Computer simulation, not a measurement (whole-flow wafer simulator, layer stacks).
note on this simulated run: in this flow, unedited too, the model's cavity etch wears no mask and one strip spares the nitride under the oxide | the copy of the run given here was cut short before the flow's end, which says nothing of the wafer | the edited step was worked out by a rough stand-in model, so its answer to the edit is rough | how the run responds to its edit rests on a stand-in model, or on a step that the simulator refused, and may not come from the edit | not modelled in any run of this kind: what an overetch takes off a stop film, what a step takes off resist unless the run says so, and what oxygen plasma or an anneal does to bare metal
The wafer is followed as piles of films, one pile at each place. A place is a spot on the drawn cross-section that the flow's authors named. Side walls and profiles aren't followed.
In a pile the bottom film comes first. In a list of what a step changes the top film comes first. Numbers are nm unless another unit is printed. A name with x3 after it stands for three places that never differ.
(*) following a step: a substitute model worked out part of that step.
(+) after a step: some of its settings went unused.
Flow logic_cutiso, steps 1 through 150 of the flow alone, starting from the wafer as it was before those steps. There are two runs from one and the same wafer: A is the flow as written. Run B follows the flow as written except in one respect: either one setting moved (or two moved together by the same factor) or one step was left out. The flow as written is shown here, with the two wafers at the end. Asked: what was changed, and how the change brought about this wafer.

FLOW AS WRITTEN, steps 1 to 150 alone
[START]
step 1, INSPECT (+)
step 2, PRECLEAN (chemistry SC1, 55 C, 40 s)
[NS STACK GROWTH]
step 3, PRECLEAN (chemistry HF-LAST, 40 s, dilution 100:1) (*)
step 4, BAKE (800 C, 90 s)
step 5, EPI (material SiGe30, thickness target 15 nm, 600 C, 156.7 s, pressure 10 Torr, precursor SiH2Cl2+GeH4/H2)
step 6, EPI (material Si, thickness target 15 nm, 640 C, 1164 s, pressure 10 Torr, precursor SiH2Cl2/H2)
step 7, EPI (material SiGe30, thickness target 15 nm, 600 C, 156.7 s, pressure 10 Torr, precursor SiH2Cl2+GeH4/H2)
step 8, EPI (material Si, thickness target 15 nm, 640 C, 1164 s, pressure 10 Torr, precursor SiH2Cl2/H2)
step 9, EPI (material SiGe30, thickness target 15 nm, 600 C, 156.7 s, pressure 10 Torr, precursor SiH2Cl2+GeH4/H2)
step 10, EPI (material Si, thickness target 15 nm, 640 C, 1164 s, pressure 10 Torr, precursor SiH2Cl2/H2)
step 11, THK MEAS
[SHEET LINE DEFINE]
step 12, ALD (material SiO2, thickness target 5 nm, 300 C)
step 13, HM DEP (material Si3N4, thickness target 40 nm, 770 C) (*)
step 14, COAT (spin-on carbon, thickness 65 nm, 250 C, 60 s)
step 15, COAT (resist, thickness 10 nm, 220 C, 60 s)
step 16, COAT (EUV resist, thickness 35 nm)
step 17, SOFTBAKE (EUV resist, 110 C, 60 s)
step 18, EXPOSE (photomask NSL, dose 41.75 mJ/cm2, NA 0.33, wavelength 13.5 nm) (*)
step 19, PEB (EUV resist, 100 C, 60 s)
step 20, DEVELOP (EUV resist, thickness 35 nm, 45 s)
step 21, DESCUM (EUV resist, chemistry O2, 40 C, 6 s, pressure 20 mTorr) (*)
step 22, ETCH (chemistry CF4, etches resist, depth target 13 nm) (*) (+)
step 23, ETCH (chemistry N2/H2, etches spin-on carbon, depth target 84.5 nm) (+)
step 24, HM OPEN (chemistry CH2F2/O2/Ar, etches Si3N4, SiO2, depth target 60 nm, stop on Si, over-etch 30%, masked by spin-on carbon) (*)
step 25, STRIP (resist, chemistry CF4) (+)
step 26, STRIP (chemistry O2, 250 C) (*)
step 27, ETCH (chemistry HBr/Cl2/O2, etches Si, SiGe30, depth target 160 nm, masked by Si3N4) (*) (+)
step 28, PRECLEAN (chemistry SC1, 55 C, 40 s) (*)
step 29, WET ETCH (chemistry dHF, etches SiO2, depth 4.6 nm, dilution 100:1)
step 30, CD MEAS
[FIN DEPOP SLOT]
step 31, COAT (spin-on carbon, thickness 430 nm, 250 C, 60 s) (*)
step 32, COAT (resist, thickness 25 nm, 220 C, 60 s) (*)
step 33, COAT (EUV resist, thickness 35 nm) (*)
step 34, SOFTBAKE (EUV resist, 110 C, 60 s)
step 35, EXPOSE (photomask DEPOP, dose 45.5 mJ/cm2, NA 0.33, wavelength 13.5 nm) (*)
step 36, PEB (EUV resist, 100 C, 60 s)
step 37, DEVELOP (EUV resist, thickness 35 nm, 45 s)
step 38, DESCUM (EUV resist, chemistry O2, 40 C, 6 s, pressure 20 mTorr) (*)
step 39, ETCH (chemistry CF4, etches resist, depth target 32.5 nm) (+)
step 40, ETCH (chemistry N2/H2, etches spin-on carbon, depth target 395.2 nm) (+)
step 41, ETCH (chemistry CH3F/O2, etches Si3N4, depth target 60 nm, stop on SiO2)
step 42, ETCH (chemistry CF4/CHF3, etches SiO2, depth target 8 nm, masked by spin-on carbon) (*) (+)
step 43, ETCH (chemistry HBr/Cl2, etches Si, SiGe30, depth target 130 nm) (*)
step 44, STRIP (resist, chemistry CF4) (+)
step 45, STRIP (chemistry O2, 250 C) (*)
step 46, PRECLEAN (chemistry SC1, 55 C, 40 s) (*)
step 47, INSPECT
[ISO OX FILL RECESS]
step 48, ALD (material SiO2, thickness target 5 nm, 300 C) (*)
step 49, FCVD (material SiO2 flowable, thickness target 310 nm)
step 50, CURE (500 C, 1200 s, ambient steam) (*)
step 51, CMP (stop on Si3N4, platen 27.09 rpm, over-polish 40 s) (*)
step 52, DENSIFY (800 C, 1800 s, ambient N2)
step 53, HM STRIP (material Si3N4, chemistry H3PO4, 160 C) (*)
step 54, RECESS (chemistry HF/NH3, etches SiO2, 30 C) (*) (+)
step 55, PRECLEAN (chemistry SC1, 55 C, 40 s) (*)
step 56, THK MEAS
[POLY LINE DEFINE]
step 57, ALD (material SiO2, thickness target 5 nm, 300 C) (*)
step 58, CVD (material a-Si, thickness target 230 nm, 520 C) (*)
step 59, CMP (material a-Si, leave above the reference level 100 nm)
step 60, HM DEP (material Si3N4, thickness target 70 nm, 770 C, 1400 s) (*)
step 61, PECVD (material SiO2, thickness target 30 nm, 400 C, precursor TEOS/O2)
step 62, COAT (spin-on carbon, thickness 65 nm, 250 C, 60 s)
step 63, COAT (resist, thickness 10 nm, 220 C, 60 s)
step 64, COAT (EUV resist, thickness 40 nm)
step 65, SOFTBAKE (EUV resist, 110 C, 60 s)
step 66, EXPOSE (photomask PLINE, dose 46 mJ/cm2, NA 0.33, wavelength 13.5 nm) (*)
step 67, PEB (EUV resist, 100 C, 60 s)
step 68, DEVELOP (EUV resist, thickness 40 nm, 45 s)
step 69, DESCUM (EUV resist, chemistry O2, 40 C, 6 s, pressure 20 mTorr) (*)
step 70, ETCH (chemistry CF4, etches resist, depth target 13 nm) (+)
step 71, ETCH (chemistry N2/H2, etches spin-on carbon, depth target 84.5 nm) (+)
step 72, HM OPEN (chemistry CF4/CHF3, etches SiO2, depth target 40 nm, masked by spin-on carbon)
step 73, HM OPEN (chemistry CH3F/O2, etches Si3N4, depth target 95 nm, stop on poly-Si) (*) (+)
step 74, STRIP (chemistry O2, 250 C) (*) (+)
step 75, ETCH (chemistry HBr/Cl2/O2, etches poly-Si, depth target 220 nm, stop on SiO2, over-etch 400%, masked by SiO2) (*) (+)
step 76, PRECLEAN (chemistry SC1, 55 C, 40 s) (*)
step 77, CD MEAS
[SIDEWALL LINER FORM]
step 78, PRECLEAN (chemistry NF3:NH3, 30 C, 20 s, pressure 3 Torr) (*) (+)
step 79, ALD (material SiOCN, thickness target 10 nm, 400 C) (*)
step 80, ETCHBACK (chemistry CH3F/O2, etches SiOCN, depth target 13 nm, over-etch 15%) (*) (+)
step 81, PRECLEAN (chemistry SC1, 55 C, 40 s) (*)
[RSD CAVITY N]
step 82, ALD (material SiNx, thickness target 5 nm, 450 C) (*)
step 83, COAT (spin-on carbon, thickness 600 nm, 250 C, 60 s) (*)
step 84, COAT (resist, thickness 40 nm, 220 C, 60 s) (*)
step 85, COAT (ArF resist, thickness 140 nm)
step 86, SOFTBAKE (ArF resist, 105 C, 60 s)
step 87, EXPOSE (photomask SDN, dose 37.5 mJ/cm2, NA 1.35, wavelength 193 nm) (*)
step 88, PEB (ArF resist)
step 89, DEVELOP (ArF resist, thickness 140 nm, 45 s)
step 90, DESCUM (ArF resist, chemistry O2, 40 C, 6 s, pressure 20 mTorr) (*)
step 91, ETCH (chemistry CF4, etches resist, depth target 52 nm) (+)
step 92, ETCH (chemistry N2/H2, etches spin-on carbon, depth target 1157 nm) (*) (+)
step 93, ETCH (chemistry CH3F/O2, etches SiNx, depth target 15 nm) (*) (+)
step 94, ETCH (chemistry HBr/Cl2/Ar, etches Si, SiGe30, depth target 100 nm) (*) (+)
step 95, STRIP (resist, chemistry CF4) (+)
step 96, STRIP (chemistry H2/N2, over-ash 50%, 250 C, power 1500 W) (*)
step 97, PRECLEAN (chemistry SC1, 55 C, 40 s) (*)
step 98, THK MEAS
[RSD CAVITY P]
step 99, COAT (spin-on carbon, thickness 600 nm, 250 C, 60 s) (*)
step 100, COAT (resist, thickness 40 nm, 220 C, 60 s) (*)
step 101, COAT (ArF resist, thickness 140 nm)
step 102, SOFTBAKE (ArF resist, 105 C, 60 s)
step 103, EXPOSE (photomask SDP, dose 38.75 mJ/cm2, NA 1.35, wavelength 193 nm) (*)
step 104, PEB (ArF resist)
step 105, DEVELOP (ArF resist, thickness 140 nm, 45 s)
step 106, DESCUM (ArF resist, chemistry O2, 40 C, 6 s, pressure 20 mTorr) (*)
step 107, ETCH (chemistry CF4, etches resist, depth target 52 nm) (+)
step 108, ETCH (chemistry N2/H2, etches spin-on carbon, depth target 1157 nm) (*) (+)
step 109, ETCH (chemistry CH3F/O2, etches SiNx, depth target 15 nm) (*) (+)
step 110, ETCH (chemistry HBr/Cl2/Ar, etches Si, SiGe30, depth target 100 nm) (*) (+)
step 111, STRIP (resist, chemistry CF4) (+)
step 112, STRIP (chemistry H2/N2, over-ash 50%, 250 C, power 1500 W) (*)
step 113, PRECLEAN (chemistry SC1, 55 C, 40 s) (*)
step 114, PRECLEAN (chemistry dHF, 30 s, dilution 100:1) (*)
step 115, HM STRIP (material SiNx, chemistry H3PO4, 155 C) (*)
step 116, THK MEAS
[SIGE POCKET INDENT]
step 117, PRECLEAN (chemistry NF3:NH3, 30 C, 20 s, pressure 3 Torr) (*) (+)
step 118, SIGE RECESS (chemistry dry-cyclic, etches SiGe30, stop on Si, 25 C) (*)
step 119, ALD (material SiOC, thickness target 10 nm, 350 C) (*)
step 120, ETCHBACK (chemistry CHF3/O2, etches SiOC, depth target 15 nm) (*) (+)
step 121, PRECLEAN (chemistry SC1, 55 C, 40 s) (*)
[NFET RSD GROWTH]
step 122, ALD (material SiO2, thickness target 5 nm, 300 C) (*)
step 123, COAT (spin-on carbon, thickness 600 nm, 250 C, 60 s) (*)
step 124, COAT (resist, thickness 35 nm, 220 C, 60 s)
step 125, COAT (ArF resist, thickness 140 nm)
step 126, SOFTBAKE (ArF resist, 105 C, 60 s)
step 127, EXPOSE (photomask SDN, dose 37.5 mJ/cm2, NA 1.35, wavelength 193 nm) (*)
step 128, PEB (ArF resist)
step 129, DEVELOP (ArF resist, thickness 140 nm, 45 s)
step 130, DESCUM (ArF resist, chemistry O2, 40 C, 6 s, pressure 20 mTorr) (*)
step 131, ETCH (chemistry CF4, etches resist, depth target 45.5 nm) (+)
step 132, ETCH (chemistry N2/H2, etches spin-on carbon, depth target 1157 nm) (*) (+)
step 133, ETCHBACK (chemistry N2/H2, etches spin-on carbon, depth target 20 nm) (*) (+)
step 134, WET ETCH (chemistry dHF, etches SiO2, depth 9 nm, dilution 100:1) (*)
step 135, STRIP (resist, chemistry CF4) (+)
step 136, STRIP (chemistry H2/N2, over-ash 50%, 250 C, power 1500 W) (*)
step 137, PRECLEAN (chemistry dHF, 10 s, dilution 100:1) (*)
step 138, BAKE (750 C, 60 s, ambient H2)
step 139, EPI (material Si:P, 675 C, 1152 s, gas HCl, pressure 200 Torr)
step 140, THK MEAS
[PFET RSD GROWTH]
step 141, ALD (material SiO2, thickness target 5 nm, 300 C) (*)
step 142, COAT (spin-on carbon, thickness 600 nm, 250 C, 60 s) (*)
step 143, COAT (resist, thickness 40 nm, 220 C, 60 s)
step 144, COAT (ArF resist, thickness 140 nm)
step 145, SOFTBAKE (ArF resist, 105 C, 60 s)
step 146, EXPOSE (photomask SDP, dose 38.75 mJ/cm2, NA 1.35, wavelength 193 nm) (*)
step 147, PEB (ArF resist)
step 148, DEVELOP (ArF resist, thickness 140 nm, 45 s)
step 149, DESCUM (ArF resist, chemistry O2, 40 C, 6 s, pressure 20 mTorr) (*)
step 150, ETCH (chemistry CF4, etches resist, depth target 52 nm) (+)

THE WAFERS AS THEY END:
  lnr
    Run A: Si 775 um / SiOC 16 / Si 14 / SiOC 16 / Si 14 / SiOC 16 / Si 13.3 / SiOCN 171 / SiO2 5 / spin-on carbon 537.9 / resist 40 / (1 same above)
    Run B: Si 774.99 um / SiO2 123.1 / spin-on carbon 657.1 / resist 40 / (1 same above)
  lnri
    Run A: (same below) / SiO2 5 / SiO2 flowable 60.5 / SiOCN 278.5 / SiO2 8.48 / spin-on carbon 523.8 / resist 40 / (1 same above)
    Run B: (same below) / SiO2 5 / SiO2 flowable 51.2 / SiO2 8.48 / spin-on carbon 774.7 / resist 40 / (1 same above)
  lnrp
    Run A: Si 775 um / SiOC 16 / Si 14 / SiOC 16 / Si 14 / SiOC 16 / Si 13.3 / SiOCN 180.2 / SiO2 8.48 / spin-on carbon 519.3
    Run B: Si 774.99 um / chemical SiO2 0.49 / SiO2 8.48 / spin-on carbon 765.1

What caused this: step 79, ALD: thickness target 5 nm was run, while the flow as written has thickness target 10 nm.

How this came from the change, step by step:
  step 79, ALD (material SiOCN, thickness target 10 nm, 400 C) (*)
      depop, dpovl, gfld and 19 more: A SiOCN gains 10 (new film) | B SiOCN gains 5 (new film)
  step 80, ETCHBACK (chemistry CH3F/O2, etches SiOCN, depth target 13 nm, over-etch 15%) (*) (+)
      lnr, lnrp, lnrt: A SiOCN gains 175.1 | B SiOCN loses 5 (all of it), Si loses 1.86
      lnri: A SiOCN gains 271.9 | B SiOCN loses 5 (all of it), SiO2 flowable loses 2
      (also at 18 further places)
  step 83, COAT (spin-on carbon, thickness 600 nm, 250 C, 60 s) (*)
      gl, glp, plug, tap: A spin-on carbon gains 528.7 (new film) | B spin-on carbon gains 501.5 (new film)
      rsdn, rsdw, rsdx: A spin-on carbon gains 716.5 (new film) | B spin-on carbon gains 689.2 (new film)
      (also at 10 further places)
  step 92, ETCH (chemistry N2/H2, etches spin-on carbon, depth target 1157 nm) (*) (+)
      gl, tap: A spin-on carbon loses 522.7 (all of it), SiNx loses 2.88 | B spin-on carbon loses 495.5 (all of it), SiNx loses 5 (all of it), SiO2 loses 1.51
      gxn: A spin-on carbon loses 522.7 (all of it), SiNx loses 2.88 | B spin-on carbon loses 495.4 (all of it), SiNx loses 5 (all of it), SiO2 loses 1.51
      (also at 19 further places)
  step 93, ETCH (chemistry CH3F/O2, etches SiNx, depth target 15 nm) (*) (+)
      gl, gxn, tap: A SiNx loses 2.12 (all of it), SiO2 loses 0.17 | B SiO2 loses 0.14
      lnr, lnrt: A SiNx loses 2.15 (all of it), SiOCN loses 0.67 | B SiNx loses 1.29 (all of it), chemical SiO2 loses 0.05
      (also at 2 further places)
  step 94, ETCH (chemistry HBr/Cl2/Ar, etches Si, SiGe30, depth target 100 nm) (*) (+)
      lnr, lnrt: A nothing | B chemical SiO2 loses 0.44 (all of it), Si loses 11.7 (all of it), SiGe30 loses 15 (all of it), Si loses 15 (all of it), SiGe30 loses 15 (all of it), Si loses 15 (all of it), SiGe30 loses 15 (all of it), Si loses 13.3
      rsdn, rsdx: A chemical SiO2 loses 0.49 (all of it), Si loses 12.8 (all of it), SiGe30 loses 15 (all of it), Si loses 15 (all of it), SiGe30 loses 15 (all of it), Si loses 15 (all of it), SiGe30 loses 15 (all of it), Si loses 12.2 | B chemical SiO2 loses 0.44 (all of it), Si loses 11.7 (all of it), SiGe30 loses 15 (all of it), Si loses 15 (all of it), SiGe30 loses 15 (all of it), Si loses 15 (all of it), SiGe30 loses 15 (all of it), Si loses 13.3
  step 95, STRIP (resist, chemistry CF4) (+)
      depop, dpovl, isow, ns, nsgap: A resist loses 13 (all of it) | B resist loses 4.9 (all of it)
      gfld, iso, lnri: A resist loses 13 (all of it) | B resist loses 4.98 (all of it)
      (also at 7 further places)
  step 96, STRIP (chemistry H2/N2, over-ash 50%, 250 C, power 1500 W) (*)
      gfld, gxf: A spin-on carbon loses 528.6 (all of it) | B spin-on carbon loses 501.4 (all of it)
      glp, plug: A spin-on carbon loses 528.7 (all of it) | B spin-on carbon loses 501.5 (all of it)
      (also at 6 further places)
  step 99, COAT (spin-on carbon, thickness 600 nm, 250 C, 60 s) (*)
      gfld, plug: A spin-on carbon gains 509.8 (new film) | B spin-on carbon gains 474.4 (new film)
      glp, gxp: A spin-on carbon gains 509.9 (new film) | B spin-on carbon gains 474.5 (new film)
      (also at 13 further places)
  step 108, ETCH (chemistry N2/H2, etches spin-on carbon, depth target 1157 nm) (*) (+)
      glp: A spin-on carbon loses 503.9 (all of it), SiNx loses 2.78 | B spin-on carbon loses 468.4 (all of it), SiNx loses 5 (all of it), SiO2 loses 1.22
      gxp: A spin-on carbon loses 503.9 (all of it), SiNx loses 2.78 | B spin-on carbon loses 468.4 (all of it), SiNx loses 5 (all of it), SiO2 loses 1.23
      (also at 20 further places)
  step 109, ETCH (chemistry CH3F/O2, etches SiNx, depth target 15 nm) (*) (+)
      glp, gxp: A SiNx loses 2.22 (all of it), SiO2 loses 0.17 | B SiO2 loses 0.16
      rsdp, rsdw: A SiNx loses 4.26 (all of it) | B SiNx loses 1.43 (all of it), chemical SiO2 loses 0.06
      (also at 1 further place)
  step 110, ETCH (chemistry HBr/Cl2/Ar, etches Si, SiGe30, depth target 100 nm) (*) (+)
      lnrp: A nothing | B chemical SiO2 loses 0.43 (all of it), Si loses 11.7 (all of it), SiGe30 loses 15 (all of it), Si loses 15 (all of it), SiGe30 loses 15 (all of it), Si loses 15 (all of it), SiGe30 loses 15 (all of it), Si loses 13.3
      rsdp, rsdw: A chemical SiO2 loses 0.49 (all of it), Si loses 12.8 (all of it), SiGe30 loses 15 (all of it), Si loses 15 (all of it), SiGe30 loses 15 (all of it), Si loses 15 (all of it), SiGe30 loses 15 (all of it), Si loses 12.2 | B chemical SiO2 loses 0.43 (all of it), Si loses 11.7 (all of it), SiGe30 loses 15 (all of it), Si loses 15 (all of it), SiGe30 loses 15 (all of it), Si loses 15 (all of it), SiGe30 loses 15 (all of it), Si loses 13.3
  step 111, STRIP (resist, chemistry CF4) (+)
      depop, dpovl, gfld, isow, ns, nsgap: A resist loses 14 (all of it) | B resist loses 6.32 (all of it)
      gl, rsdx: A resist loses 14.1 (all of it) | B resist loses 6.44 (all of it)
      (also at 9 further places)
  step 112, STRIP (chemistry H2/N2, over-ash 50%, 250 C, power 1500 W) (*)
      gfld, plug: A spin-on carbon loses 509.8 (all of it) | B spin-on carbon loses 474.4 (all of it)
      lnr, lnrt: A spin-on carbon loses 517.6 (all of it) | B spin-on carbon loses 767.3 (all of it)
      (also at 8 further places)
  step 114, PRECLEAN (chemistry dHF, 30 s, dilution 100:1) (*)
      lnr, lnrt: A SiOCN loses 0.49 | B chemical SiO2 loses 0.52 (all of it)
  step 115, HM STRIP (material SiNx, chemistry H3PO4, 155 C) (*)
      lnr, lnrp, lnrt: A SiOCN loses 0.58 | B chemical SiO2 gains 0.5 (new film), Si loses 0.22
  ... 12 other steps ...
  step 142, COAT (spin-on carbon, thickness 600 nm, 250 C, 60 s) (*)
      gfld, gxf, plug: A spin-on carbon gains 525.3 (new film) | B spin-on carbon gains 489.7 (new film)
      gl, tap: A spin-on carbon gains 547.8 (new film) | B spin-on carbon gains 511.5 (new film)
      (also at 12 further places)
